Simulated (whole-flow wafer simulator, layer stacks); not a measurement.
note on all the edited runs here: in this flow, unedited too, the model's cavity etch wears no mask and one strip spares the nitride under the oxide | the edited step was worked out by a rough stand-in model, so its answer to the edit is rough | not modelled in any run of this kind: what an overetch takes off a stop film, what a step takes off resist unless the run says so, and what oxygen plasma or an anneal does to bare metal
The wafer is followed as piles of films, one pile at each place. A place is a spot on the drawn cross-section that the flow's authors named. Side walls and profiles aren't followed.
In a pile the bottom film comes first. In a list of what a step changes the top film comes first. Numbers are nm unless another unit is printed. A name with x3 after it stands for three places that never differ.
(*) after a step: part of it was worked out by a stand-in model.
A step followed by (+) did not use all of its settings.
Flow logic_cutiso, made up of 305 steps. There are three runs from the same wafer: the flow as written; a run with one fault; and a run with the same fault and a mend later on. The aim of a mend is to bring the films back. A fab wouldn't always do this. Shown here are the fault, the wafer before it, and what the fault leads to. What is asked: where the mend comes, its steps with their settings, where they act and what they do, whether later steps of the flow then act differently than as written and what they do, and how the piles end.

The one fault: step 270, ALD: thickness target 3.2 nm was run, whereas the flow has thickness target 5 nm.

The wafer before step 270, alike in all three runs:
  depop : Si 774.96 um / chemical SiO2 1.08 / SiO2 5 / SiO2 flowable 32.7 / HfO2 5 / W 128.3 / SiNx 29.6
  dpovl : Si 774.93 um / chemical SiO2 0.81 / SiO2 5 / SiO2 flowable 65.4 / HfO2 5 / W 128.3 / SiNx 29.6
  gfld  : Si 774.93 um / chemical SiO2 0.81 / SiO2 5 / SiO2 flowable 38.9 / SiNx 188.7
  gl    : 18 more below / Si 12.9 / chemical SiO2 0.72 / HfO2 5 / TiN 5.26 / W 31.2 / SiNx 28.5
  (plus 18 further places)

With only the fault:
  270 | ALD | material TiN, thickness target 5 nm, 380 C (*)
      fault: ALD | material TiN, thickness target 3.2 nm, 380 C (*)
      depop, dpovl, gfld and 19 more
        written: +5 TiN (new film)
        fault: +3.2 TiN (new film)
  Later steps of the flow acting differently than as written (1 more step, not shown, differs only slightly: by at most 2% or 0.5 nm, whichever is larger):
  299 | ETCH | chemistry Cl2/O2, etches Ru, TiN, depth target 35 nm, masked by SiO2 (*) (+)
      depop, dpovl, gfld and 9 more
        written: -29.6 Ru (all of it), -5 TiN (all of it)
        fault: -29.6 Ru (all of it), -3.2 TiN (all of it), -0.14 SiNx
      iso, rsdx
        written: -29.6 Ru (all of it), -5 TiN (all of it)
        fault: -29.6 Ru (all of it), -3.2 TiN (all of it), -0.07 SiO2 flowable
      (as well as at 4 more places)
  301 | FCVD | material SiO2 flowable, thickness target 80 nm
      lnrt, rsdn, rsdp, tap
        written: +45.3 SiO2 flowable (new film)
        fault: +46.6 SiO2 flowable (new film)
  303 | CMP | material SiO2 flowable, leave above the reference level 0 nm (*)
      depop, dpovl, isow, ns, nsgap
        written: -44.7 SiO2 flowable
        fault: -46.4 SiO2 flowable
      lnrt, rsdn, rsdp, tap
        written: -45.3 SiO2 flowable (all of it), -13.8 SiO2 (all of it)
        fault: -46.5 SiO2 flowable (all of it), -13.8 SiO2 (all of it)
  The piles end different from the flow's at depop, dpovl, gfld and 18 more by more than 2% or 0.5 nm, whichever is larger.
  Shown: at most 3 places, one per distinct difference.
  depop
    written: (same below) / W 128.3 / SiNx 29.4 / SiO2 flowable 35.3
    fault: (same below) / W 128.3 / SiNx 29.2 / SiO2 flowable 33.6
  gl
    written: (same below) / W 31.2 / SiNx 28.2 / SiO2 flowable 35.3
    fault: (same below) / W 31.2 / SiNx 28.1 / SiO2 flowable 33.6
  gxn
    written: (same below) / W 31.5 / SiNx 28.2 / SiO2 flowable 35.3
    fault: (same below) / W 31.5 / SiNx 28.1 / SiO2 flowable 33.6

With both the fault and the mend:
  The mend stands after step 270.
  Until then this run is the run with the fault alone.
  270a | ALD | material TiN, thickness target 1.8 nm, 380 C (*) (the flow's step 270 again, with other settings)
      depop, dpovl, gfld and 19 more
        +1.8 TiN
  Later steps of the flow that are run all act as written at every place that is followed.
  The piles end the same as the flow's at every place that both follow.
